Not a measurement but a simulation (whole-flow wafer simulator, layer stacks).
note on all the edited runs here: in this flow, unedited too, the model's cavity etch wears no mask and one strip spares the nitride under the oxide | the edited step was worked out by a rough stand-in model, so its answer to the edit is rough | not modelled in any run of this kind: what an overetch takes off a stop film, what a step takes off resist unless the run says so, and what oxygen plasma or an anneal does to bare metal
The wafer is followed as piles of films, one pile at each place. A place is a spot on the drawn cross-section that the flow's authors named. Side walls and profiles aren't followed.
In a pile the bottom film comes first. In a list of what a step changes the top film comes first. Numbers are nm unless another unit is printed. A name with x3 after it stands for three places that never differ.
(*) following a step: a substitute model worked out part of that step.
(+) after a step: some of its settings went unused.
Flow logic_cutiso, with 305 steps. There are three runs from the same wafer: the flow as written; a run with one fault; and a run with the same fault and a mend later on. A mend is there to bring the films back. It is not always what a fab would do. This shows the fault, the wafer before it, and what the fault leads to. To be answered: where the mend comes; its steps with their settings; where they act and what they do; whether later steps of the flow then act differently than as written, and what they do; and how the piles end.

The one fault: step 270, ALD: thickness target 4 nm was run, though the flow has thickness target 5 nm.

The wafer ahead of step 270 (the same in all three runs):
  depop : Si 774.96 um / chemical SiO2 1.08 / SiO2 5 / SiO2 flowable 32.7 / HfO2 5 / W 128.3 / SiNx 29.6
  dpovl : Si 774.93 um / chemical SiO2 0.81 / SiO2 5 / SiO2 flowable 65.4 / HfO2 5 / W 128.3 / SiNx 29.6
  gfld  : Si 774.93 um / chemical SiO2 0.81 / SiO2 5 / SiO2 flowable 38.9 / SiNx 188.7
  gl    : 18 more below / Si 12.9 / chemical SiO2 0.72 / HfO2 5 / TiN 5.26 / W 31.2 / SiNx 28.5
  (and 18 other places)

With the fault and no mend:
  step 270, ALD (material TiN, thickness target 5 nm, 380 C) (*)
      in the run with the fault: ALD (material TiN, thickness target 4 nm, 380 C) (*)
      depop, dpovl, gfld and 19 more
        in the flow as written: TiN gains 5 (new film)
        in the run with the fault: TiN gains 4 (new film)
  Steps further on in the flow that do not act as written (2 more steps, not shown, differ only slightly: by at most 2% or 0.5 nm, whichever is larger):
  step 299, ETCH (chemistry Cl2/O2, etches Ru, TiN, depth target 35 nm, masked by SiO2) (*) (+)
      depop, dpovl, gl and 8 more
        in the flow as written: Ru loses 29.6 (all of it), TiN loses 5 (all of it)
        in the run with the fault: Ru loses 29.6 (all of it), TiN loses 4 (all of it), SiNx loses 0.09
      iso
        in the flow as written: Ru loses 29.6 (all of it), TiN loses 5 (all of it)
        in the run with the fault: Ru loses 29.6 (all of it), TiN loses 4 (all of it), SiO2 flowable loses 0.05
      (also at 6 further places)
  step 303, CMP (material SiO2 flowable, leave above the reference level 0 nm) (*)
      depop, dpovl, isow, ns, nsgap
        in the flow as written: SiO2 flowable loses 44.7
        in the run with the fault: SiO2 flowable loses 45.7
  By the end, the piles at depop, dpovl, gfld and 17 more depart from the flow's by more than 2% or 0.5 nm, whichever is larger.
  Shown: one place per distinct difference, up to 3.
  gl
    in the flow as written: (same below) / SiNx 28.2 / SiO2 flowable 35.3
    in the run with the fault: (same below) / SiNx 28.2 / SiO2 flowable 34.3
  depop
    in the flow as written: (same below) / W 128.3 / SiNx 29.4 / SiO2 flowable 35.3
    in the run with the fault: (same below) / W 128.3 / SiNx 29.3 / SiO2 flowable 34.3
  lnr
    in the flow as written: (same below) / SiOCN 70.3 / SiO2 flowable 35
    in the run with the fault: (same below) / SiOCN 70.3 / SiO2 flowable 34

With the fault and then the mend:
  The mend stands after step 270.
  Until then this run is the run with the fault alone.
  step 270a, ALD (material TiN, thickness target 1 nm, 380 C) (*) (the flow's step 270 again, with other settings)
      depop, dpovl, gfld and 19 more
        TiN gains 1
  Every later step of the flow that is run acts as written at every place that is followed.
  By the end, the piles equal the flow's at every place that both follow.
